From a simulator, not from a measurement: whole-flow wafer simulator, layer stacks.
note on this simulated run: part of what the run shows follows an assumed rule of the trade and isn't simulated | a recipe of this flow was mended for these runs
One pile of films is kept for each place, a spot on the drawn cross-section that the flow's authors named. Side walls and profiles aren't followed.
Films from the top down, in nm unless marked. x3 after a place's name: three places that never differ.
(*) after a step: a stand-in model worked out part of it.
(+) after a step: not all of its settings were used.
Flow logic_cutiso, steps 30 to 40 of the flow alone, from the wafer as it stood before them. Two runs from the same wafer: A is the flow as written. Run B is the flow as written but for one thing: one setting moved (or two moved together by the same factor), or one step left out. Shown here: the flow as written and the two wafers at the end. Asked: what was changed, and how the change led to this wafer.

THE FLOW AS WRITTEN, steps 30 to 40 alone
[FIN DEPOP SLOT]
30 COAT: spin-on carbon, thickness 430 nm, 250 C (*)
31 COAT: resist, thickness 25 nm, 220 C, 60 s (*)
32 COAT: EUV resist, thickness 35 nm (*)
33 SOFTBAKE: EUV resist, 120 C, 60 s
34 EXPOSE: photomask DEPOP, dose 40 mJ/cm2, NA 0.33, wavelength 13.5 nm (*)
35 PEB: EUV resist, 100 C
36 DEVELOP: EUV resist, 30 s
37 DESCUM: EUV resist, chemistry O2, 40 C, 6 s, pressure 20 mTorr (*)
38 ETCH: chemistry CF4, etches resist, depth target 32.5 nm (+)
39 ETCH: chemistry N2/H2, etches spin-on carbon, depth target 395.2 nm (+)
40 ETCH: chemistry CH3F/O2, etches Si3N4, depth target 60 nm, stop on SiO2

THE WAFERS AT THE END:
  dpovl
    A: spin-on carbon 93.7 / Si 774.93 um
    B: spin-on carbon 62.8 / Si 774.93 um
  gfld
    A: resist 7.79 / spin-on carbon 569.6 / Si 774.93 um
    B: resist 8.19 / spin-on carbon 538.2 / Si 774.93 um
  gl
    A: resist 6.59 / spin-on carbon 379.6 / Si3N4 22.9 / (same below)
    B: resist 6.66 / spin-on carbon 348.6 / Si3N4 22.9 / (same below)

The cause: step 30, COAT: thickness 399 nm was run, where the flow has thickness 430 nm.

How the change led to this, step by step:
  30 COAT: spin-on carbon, thickness 430 nm, 250 C (*)
      depop, ns: A spin-on carbon +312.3 (new film) | B spin-on carbon +281.3 (new film)
      dpovl, nsgap: A spin-on carbon +503.6 (new film) | B spin-on carbon +472.6 (new film)
      (and at 18 more places)
  39 ETCH: chemistry N2/H2, etches spin-on carbon, depth target 395.2 nm (+)
      depop: A spin-on carbon -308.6 (all of it), Si3N4 -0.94 | B spin-on carbon -277.6 (all of it), Si3N4 -1.28
